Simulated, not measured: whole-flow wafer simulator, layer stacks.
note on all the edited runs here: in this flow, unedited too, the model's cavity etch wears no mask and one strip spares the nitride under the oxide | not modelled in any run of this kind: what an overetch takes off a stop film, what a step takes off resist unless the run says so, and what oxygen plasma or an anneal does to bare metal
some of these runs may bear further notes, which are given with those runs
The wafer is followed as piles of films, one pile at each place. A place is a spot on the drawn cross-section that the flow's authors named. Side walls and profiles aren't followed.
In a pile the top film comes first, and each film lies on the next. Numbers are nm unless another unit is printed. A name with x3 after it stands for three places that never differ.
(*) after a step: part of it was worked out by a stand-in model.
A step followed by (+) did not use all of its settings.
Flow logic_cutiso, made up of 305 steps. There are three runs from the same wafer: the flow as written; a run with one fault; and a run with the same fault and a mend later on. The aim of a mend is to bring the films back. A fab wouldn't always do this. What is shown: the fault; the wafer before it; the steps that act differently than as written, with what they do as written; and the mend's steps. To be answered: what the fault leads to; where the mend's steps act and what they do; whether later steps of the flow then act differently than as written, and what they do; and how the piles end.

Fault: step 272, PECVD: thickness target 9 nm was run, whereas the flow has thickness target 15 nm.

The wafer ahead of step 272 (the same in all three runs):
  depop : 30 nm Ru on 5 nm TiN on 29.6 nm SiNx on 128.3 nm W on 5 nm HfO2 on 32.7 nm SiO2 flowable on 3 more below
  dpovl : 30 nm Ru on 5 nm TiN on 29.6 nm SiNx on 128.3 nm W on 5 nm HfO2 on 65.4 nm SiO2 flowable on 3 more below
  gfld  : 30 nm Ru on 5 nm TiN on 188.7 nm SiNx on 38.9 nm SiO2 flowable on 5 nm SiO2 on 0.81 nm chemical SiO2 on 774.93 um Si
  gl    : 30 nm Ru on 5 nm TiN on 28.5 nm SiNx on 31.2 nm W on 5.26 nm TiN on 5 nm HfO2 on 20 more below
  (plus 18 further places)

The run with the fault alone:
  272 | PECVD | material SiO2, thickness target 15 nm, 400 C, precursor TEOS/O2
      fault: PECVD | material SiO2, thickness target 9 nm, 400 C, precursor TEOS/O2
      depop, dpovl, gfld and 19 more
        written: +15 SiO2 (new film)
        fault: +9 SiO2 (new film)
  Steps later in the flow that act otherwise than as written (4 other steps are not shown; they differ only slightly, by no more than 2% or 0.5 nm, whichever is larger):
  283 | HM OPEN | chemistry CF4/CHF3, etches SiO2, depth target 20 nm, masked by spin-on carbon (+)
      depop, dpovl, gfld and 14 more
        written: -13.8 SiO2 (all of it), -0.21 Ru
        fault: -7.83 SiO2 (all of it), -0.13 Ru
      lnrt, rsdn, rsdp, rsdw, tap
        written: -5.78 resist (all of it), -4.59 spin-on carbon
        fault: -5.78 resist (all of it), -1.93 spin-on carbon
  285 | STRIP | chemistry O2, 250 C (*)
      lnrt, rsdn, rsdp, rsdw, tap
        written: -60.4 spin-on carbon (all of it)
        fault: -63.1 spin-on carbon (all of it)
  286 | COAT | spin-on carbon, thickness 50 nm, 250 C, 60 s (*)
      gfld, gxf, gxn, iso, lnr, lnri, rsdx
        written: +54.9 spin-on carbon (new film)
        fault: +53 spin-on carbon (new film)
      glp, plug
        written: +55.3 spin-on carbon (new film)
        fault: +53.2 spin-on carbon (new film)
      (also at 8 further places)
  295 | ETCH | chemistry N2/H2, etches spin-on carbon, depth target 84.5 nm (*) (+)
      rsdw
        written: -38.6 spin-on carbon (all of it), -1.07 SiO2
        fault: -42.5 spin-on carbon (all of it), -1.18 SiO2
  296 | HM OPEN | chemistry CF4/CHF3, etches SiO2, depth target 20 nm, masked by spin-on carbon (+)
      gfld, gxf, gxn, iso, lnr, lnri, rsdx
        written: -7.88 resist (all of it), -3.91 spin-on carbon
        fault: -7.36 resist (all of it), -1.41 spin-on carbon
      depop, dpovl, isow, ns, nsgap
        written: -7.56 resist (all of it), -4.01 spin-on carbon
        fault: -7.16 resist (all of it), -1.47 spin-on carbon
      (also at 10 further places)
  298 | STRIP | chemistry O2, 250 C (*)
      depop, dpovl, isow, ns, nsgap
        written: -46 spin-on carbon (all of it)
        fault: -48.5 spin-on carbon (all of it)
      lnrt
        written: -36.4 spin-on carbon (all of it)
        fault: -42.8 spin-on carbon (all of it)
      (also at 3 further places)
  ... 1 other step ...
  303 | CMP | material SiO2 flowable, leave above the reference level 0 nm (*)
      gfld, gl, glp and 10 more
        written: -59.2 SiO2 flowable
        fault: -57.4 SiO2 flowable
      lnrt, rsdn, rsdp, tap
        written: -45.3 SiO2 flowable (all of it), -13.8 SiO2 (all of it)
        fault: -49.6 SiO2 flowable (all of it), -7.83 SiO2 (all of it)
  When the end is reached, the piles differ only a little from the flow's at the places that both follow, at most by 2% or 0.5 nm, whichever is larger.

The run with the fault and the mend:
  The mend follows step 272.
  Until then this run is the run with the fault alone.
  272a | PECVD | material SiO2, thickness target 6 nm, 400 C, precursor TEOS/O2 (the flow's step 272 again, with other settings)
      depop, dpovl, gfld and 19 more
        +6 SiO2
  Every later step of the flow that is run acts as written at every place that is followed.
  By the end, the piles equal the flow's at every place that both follow.
